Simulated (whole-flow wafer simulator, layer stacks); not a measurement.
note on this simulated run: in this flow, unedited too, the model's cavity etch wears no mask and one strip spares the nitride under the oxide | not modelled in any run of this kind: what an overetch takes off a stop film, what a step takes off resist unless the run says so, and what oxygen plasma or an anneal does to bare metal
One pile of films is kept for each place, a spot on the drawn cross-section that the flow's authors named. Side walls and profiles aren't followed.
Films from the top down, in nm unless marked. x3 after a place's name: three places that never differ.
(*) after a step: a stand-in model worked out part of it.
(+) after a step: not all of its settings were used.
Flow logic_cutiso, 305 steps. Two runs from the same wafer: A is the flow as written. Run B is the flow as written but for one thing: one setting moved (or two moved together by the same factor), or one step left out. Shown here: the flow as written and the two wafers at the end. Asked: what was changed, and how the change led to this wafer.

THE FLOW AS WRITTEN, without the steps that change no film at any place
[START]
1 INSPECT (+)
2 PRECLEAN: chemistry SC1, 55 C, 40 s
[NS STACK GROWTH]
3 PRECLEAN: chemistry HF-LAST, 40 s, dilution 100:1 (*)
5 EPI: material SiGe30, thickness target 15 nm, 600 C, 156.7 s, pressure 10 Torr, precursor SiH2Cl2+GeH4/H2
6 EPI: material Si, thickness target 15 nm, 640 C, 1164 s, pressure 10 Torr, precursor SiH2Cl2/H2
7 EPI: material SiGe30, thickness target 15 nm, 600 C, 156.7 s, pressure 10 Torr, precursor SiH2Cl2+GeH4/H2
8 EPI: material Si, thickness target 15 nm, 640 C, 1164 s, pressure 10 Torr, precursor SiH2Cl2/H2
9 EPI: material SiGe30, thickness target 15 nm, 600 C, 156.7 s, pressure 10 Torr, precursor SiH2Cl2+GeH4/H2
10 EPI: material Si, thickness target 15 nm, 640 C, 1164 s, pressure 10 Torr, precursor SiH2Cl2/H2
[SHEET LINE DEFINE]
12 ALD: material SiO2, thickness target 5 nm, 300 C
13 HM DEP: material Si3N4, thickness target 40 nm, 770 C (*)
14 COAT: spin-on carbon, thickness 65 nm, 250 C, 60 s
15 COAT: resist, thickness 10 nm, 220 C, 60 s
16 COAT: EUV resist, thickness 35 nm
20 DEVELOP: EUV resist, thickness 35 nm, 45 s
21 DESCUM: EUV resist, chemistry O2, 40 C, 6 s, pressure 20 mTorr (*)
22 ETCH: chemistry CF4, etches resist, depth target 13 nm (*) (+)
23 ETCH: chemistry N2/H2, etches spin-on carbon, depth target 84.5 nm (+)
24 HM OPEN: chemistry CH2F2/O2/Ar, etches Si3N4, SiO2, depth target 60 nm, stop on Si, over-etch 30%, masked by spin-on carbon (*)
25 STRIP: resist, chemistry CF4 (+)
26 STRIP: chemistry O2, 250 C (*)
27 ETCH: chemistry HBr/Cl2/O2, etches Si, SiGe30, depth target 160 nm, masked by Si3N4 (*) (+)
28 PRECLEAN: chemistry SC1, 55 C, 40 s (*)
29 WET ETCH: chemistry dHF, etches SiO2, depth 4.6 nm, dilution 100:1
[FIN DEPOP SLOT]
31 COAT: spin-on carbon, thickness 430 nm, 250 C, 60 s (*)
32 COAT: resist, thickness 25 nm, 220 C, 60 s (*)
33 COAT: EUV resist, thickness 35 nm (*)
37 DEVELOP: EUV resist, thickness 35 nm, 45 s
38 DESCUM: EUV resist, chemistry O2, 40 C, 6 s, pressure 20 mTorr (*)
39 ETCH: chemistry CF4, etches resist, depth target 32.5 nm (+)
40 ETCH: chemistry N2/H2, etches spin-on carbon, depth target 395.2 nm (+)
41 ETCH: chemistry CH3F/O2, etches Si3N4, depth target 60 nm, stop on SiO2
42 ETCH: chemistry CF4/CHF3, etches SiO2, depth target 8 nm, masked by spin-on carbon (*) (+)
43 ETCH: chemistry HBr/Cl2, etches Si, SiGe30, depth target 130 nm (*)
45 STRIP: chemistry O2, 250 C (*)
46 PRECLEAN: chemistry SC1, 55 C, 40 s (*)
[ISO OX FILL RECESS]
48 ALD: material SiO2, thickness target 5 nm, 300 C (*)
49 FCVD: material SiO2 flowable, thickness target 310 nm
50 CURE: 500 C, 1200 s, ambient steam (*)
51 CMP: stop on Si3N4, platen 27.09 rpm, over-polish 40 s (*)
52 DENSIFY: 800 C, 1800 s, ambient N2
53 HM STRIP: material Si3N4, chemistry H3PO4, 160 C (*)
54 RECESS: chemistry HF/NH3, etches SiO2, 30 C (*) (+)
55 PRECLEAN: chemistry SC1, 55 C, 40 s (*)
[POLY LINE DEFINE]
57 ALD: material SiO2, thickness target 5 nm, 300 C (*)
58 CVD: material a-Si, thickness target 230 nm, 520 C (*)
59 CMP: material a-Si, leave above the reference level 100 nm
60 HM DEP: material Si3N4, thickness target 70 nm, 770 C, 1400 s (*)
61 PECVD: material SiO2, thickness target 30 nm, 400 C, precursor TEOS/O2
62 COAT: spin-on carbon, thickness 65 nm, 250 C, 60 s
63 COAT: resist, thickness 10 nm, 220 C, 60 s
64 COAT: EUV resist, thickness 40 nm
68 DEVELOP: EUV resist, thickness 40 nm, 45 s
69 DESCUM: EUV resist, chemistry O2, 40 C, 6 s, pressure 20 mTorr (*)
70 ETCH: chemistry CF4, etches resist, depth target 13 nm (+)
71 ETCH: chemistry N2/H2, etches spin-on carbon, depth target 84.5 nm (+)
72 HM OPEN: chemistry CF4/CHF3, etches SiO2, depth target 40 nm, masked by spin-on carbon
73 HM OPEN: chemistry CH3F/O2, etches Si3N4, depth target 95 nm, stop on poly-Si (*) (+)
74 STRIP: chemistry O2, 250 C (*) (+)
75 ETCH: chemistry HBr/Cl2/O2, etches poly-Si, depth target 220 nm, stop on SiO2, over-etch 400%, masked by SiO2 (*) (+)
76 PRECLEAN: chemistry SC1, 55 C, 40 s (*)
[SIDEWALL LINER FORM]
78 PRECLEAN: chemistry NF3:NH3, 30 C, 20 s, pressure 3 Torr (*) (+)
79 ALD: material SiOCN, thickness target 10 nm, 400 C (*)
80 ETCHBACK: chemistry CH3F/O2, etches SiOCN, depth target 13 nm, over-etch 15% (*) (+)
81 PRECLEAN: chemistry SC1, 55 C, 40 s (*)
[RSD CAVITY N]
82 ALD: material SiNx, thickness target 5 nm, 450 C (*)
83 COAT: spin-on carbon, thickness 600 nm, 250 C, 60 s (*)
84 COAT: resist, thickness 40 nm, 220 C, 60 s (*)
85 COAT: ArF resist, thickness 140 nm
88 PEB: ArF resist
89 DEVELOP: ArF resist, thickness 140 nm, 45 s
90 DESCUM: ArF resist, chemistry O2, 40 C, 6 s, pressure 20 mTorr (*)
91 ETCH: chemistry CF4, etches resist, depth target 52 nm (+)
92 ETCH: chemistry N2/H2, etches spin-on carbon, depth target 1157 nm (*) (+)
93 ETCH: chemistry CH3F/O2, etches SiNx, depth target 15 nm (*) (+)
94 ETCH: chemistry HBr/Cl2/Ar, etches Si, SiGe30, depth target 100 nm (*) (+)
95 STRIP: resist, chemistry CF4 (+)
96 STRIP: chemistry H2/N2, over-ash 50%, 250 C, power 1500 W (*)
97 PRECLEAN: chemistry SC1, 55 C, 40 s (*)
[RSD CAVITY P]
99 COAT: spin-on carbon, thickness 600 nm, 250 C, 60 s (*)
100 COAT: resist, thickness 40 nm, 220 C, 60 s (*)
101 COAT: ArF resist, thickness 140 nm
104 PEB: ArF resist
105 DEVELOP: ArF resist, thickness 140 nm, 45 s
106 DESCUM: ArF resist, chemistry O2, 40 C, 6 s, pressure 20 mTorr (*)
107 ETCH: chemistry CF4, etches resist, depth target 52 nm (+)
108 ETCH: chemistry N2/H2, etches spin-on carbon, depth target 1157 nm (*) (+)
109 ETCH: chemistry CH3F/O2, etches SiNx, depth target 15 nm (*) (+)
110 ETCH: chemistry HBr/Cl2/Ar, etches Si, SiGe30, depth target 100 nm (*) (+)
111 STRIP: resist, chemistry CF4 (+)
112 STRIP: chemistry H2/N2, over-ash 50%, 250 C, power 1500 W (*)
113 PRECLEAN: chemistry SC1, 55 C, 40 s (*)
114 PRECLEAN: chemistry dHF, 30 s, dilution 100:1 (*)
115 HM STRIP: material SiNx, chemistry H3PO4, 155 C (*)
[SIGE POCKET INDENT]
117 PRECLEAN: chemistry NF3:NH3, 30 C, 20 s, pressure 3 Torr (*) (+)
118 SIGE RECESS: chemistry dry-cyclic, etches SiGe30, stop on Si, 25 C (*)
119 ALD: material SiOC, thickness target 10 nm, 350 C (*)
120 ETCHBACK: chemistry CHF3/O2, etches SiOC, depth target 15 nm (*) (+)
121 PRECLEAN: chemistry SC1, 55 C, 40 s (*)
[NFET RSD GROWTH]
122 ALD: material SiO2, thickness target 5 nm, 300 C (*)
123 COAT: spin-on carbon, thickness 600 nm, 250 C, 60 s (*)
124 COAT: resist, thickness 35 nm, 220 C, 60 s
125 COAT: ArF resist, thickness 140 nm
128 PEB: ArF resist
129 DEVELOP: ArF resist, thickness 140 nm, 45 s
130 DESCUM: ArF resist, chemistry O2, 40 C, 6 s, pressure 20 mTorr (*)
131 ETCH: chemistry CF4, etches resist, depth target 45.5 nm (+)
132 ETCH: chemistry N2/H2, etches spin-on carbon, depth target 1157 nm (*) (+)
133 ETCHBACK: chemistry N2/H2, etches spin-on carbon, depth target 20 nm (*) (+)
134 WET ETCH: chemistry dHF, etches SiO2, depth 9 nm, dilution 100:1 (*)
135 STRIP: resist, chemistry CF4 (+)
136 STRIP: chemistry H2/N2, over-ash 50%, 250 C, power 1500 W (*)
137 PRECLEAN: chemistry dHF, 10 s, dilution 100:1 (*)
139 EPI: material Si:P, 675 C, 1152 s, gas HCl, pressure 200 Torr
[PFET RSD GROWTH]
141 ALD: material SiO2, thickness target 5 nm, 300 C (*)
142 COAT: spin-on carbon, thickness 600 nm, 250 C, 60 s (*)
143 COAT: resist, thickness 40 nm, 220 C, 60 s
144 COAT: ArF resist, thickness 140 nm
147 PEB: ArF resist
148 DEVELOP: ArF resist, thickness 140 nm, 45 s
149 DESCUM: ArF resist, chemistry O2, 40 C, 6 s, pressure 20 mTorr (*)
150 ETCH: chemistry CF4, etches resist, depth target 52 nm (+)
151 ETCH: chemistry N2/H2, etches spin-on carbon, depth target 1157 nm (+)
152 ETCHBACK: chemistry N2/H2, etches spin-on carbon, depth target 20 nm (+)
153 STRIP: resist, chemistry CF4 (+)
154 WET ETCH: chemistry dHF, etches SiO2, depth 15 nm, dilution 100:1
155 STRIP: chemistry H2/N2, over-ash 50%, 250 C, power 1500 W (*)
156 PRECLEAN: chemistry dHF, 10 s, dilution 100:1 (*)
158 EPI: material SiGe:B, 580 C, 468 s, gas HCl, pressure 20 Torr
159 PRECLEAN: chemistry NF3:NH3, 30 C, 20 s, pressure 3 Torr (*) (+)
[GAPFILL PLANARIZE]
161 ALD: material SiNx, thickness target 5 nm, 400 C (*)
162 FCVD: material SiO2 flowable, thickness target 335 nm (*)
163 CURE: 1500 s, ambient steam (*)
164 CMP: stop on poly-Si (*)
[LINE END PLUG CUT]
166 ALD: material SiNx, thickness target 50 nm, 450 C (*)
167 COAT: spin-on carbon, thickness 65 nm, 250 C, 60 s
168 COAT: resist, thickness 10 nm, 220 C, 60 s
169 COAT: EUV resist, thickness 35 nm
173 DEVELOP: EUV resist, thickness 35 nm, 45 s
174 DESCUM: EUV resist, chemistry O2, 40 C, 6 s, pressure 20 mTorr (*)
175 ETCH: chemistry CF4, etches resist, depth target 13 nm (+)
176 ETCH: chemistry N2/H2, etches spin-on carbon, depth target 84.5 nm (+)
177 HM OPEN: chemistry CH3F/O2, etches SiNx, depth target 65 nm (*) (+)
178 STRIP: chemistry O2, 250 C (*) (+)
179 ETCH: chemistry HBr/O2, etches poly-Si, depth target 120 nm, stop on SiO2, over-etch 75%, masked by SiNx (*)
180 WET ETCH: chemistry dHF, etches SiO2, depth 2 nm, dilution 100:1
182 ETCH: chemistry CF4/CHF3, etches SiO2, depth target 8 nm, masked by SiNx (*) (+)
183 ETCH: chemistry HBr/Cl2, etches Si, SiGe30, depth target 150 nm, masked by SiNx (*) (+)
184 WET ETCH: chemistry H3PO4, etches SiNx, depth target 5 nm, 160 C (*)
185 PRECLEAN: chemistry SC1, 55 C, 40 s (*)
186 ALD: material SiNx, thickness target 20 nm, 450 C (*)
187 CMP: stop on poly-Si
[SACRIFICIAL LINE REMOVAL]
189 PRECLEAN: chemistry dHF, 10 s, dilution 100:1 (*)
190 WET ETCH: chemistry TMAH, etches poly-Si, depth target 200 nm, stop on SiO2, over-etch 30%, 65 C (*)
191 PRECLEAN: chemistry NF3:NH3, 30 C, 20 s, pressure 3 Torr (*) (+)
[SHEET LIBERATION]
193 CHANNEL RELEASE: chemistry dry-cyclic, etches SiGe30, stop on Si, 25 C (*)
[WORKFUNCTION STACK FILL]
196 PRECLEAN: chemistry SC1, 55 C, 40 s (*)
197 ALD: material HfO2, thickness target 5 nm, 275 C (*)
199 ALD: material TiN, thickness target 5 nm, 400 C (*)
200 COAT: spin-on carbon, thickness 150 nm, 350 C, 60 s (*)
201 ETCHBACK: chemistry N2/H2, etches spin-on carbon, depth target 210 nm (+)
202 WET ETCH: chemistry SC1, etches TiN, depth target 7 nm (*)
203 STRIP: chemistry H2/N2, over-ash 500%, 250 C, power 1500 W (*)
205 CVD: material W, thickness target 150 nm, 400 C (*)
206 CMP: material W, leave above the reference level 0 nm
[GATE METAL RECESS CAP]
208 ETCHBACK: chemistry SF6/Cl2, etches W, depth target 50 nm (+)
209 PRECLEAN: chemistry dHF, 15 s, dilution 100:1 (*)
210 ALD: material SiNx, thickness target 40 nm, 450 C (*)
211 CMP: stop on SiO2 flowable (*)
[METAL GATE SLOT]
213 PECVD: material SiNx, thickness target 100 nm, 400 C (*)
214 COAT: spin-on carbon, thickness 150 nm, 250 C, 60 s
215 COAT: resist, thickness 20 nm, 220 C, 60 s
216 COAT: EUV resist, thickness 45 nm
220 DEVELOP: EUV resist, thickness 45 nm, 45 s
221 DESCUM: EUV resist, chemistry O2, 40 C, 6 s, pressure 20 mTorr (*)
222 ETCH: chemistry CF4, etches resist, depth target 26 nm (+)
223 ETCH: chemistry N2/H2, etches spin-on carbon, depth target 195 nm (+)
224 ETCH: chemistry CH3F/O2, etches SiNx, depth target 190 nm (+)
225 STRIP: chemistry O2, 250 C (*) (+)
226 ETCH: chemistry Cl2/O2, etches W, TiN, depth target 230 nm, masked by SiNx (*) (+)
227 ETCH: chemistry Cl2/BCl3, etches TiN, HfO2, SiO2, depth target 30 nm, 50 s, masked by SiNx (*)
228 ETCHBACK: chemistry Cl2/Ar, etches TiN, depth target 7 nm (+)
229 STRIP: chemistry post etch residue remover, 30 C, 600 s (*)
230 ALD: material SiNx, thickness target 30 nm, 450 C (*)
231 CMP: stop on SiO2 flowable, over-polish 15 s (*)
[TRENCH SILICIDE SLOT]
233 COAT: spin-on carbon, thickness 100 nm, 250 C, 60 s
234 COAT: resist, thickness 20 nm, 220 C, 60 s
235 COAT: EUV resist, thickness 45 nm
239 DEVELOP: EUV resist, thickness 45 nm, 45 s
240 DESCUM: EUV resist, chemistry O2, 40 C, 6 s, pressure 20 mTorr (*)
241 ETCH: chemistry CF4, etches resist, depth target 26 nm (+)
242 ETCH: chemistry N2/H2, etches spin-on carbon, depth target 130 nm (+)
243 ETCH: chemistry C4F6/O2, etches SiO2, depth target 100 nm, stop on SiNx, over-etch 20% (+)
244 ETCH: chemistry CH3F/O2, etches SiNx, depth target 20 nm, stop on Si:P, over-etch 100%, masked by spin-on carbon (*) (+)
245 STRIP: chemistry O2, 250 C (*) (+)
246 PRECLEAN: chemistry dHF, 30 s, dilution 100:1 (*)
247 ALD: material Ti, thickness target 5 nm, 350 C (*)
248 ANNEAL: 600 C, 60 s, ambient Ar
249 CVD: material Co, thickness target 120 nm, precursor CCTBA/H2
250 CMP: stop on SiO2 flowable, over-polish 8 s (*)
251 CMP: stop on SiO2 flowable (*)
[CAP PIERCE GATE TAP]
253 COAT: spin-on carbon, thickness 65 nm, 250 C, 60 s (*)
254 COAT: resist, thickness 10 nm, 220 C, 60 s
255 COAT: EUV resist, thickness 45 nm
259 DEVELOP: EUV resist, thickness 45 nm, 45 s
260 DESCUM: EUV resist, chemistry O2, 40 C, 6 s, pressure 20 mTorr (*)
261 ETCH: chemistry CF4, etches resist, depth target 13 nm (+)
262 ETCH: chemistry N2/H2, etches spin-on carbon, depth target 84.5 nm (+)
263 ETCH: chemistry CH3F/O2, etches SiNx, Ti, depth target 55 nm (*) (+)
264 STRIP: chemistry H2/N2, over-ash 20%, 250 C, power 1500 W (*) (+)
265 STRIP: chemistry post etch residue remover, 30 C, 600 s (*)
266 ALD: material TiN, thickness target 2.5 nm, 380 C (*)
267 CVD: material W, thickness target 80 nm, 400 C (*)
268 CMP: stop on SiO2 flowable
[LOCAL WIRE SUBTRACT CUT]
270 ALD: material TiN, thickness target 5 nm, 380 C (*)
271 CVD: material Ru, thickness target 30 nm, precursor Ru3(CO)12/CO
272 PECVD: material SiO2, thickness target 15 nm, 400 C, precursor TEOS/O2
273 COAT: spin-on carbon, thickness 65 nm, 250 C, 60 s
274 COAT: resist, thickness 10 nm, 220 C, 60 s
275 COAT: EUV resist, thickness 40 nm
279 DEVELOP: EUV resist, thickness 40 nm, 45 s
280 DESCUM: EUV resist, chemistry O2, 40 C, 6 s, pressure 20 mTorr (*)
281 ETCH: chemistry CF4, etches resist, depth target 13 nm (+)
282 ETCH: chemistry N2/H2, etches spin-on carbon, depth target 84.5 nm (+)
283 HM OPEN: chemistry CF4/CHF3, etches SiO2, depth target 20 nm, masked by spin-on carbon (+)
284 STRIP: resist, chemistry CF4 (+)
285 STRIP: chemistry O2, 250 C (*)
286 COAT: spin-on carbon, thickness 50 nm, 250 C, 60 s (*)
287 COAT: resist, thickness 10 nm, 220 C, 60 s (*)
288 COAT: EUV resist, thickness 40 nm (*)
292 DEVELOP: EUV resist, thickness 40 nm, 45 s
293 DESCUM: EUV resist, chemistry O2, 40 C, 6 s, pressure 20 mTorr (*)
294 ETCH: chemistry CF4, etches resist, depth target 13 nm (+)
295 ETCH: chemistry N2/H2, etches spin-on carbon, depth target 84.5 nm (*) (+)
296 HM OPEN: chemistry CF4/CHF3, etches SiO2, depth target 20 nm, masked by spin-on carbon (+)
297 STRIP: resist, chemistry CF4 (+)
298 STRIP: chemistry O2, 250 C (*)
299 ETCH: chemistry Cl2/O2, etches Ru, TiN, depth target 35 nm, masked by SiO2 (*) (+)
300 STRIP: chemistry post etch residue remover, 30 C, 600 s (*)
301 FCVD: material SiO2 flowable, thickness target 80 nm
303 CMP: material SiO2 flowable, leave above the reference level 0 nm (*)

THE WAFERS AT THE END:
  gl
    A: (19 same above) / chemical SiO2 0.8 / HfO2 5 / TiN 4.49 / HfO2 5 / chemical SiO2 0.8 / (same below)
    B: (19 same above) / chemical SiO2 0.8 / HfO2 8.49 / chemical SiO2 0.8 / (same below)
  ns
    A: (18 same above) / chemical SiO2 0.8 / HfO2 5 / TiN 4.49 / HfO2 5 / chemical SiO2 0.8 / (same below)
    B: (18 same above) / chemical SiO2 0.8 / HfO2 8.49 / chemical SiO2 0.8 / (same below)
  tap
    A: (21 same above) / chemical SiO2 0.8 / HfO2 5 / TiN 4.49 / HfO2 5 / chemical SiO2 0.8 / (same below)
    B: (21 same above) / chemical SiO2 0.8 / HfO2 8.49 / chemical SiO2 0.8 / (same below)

The cause: step 5, EPI: 94 s was run, where the flow has 156.7 s.

How the change led to this, step by step:
  5 EPI: material SiGe30, thickness target 15 nm, 600 C, 156.7 s, pressure 10 Torr, precursor SiH2Cl2+GeH4/H2
      depop, dpovl, gfld and 19 more: A SiGe30 +15 (new film) | B SiGe30 +9 (new film)
  27 ETCH: chemistry HBr/Cl2/O2, etches Si, SiGe30, depth target 160 nm, masked by Si3N4 (*) (+)
      gfld, gxf, iso, lnri: A chemical SiO2 -0.79 (all of it), Si -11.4 (all of it), SiGe30 -15 (all of it), Si -15 (all of it), SiGe30 -15 (all of it), Si -15 (all of it), SiGe30 -15 (all of it), Si -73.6 | B chemical SiO2 -0.79 (all of it), Si -11.4 (all of it), SiGe30 -15 (all of it), Si -15 (all of it), SiGe30 -15 (all of it), Si -15 (all of it), SiGe30 -9 (all of it), Si -79.6
      dpovl, nsgap: A chemical SiO2 -0.79 (all of it), Si -11.8 (all of it), SiGe30 -15 (all of it), Si -15 (all of it), SiGe30 -15 (all of it), Si -15 (all of it), SiGe30 -15 (all of it), Si -73.2 | B chemical SiO2 -0.79 (all of it), Si -11.8 (all of it), SiGe30 -15 (all of it), Si -15 (all of it), SiGe30 -15 (all of it), Si -15 (all of it), SiGe30 -9 (all of it), Si -79.2
      (and at 1 more place)
  43 ETCH: chemistry HBr/Cl2, etches Si, SiGe30, depth target 130 nm (*)
      depop: A Si -14 (all of it), SiGe30 -15 (all of it), Si -15 (all of it), SiGe30 -15 (all of it), Si -15 (all of it), SiGe30 -15 (all of it), Si -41 | B Si -14 (all of it), SiGe30 -15 (all of it), Si -15 (all of it), SiGe30 -15 (all of it), Si -15 (all of it), SiGe30 -9 (all of it), Si -47
  94 ETCH: chemistry HBr/Cl2/Ar, etches Si, SiGe30, depth target 100 nm (*) (+)
      rsdn, rsdx: A chemical SiO2 -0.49 (all of it), Si -12.8 (all of it), SiGe30 -15 (all of it), Si -15 (all of it), SiGe30 -15 (all of it), Si -15 (all of it), SiGe30 -15 (all of it), Si -12.2 | B chemical SiO2 -0.49 (all of it), Si -12.8 (all of it), SiGe30 -15 (all of it), Si -15 (all of it), SiGe30 -15 (all of it), Si -15 (all of it), SiGe30 -9 (all of it), Si -18.2
  110 ETCH: chemistry HBr/Cl2/Ar, etches Si, SiGe30, depth target 100 nm (*) (+)
      rsdp, rsdw: A chemical SiO2 -0.49 (all of it), Si -12.8 (all of it), SiGe30 -15 (all of it), Si -15 (all of it), SiGe30 -15 (all of it), Si -15 (all of it), SiGe30 -15 (all of it), Si -12.2 | B chemical SiO2 -0.49 (all of it), Si -12.8 (all of it), SiGe30 -15 (all of it), Si -15 (all of it), SiGe30 -15 (all of it), Si -15 (all of it), SiGe30 -9 (all of it), Si -18.2
  118 SIGE RECESS: chemistry dry-cyclic, etches SiGe30, stop on Si, 25 C (*)
      lnr, lnrp, lnrt: A SiOCN -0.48, Si -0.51, cavity +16 (new film), SiGe30 -15 (all of it), Si -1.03, cavity +16 (new film), SiGe30 -15 (all of it), Si -1.03, cavity +16 (new film), SiGe30 -15 (all of it), Si -0.51 | B SiOCN -0.48, Si -0.51, cavity +16 (new film), SiGe30 -15 (all of it), Si -1.03, cavity +16 (new film), SiGe30 -15 (all of it), Si -1.03, cavity +10 (new film), SiGe30 -9 (all of it), Si -0.51
  119 ALD: material SiOC, thickness target 10 nm, 350 C (*)
      lnr, lnrp, lnrt: A SiOC +10 (new film), SiOC +16 (new film), cavity -16 (all of it), SiOC +16 (new film), cavity -16 (all of it), SiOC +16 (new film), cavity -16 (all of it) | B SiOC +10 (new film), SiOC +16 (new film), cavity -16 (all of it), SiOC +16 (new film), cavity -16 (all of it), SiOC +10 (new film), cavity -10 (all of it)
  183 ETCH: chemistry HBr/Cl2, etches Si, SiGe30, depth target 150 nm, masked by SiNx (*) (+)
      plug: A Si -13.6 (all of it), SiGe30 -15 (all of it), Si -15 (all of it), SiGe30 -15 (all of it), Si -15 (all of it), SiGe30 -15 (all of it), Si -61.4 | B Si -13.6 (all of it), SiGe30 -15 (all of it), Si -15 (all of it), SiGe30 -15 (all of it), Si -15 (all of it), SiGe30 -9 (all of it), Si -67.4
  193 CHANNEL RELEASE: chemistry dry-cyclic, etches SiGe30, stop on Si, 25 C (*)
      gl, glp, gxn, gxp, ns, tap: A chemical SiO2 +0.8 (new film), Si -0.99, chemical SiO2 +0.8 (new film), cavity +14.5 (new film), chemical SiO2 +0.8 (new film), SiGe30 -15 (all of it), Si -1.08, chemical SiO2 +0.8 (new film), cavity +14.5 (new film), chemical SiO2 +0.8 (new film), SiGe30 -15 (all of it), Si -1.08, chemical SiO2 +0.8 (new film), cavity +14.5 (new film), chemical SiO2 +0.8 (new film), SiGe30 -15 (all of it), Si -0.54 | B chemical SiO2 +0.8 (new film), Si -0.99, chemical SiO2 +0.8 (new film), cavity +14.5 (new film), chemical SiO2 +0.8 (new film), SiGe30 -15 (all of it), Si -1.08, chemical SiO2 +0.8 (new film), cavity +14.5 (new film), chemical SiO2 +0.8 (new film), SiGe30 -15 (all of it), Si -1.08, chemical SiO2 +0.8 (new film), cavity +8.49 (new film), chemical SiO2 +0.8 (new film), SiGe30 -9 (all of it), Si -0.54
  197 ALD: material HfO2, thickness target 5 nm, 275 C (*)
      gl, glp, gxn, gxp, ns, tap: A HfO2 +5 (new film), HfO2 +5 (new film), cavity -10, HfO2 +5 (new film), HfO2 +5 (new film), cavity -10, HfO2 +5 (new film), HfO2 +5 (new film), cavity -10, HfO2 +5 (new film) | B HfO2 +5 (new film), HfO2 +5 (new film), cavity -10, HfO2 +5 (new film), HfO2 +5 (new film), cavity -10, HfO2 +5 (new film), HfO2 +8.49 (new film), cavity -8.49 (all of it)
  199 ALD: material TiN, thickness target 5 nm, 400 C (*)
      gl, glp, tap: A TiN +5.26 (new film), TiN +4.49 (new film), cavity -4.49 (all of it), TiN +4.49 (new film), cavity -4.49 (all of it), TiN +4.49 (new film), cavity -4.49 (all of it) | B TiN +5.26 (new film), TiN +4.49 (new film), cavity -4.49 (all of it), TiN +4.49 (new film), cavity -4.49 (all of it)
      gxn, gxp, ns: A TiN +5 (new film), TiN +4.49 (new film), cavity -4.49 (all of it), TiN +4.49 (new film), cavity -4.49 (all of it), TiN +4.49 (new film), cavity -4.49 (all of it) | B TiN +5 (new film), TiN +4.49 (new film), cavity -4.49 (all of it), TiN +4.49 (new film), cavity -4.49 (all of it)
Counting metal films that touch as one body, gl has 3 bodies (between them, from the top down: HfO2 5 / chemical SiO2 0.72 / Si 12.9 / chemical SiO2 0.8 / HfO2 5; HfO2 5 / chemical SiO2 0.8 / Si 13.9 / chemical SiO2 0.8 / HfO2 5); the flow as written gives 4 bodies (between them, from the top down: HfO2 5 / chemical SiO2 0.72 / Si 12.9 / chemical SiO2 0.8 / HfO2 5; HfO2 5 / chemical SiO2 0.8 / Si 13.9 / chemical SiO2 0.8 / HfO2 5; HfO2 5 / chemical SiO2 0.8 / Si 13.9 / chemical SiO2 0.8 / HfO2 5).
Counting metal films that touch as one body, ns has 3 bodies (between them, from the top down: HfO2 5 / chemical SiO2 0.72 / Si 12.9 / chemical SiO2 0.8 / HfO2 5; HfO2 5 / chemical SiO2 0.8 / Si 13.9 / chemical SiO2 0.8 / HfO2 5); the flow as written gives 4 bodies (between them, from the top down: HfO2 5 / chemical SiO2 0.72 / Si 12.9 / chemical SiO2 0.8 / HfO2 5; HfO2 5 / chemical SiO2 0.8 / Si 13.9 / chemical SiO2 0.8 / HfO2 5; HfO2 5 / chemical SiO2 0.8 / Si 13.9 / chemical SiO2 0.8 / HfO2 5).
Counting metal films that touch as one body, tap has 3 bodies (between them, from the top down: HfO2 5 / chemical SiO2 0.72 / Si 12.9 / chemical SiO2 0.8 / HfO2 5; HfO2 5 / chemical SiO2 0.8 / Si 13.9 / chemical SiO2 0.8 / HfO2 5); the flow as written gives 4 bodies (between them, from the top down: HfO2 5 / chemical SiO2 0.72 / Si 12.9 / chemical SiO2 0.8 / HfO2 5; HfO2 5 / chemical SiO2 0.8 / Si 13.9 / chemical SiO2 0.8 / HfO2 5; HfO2 5 / chemical SiO2 0.8 / Si 13.9 / chemical SiO2 0.8 / HfO2 5).
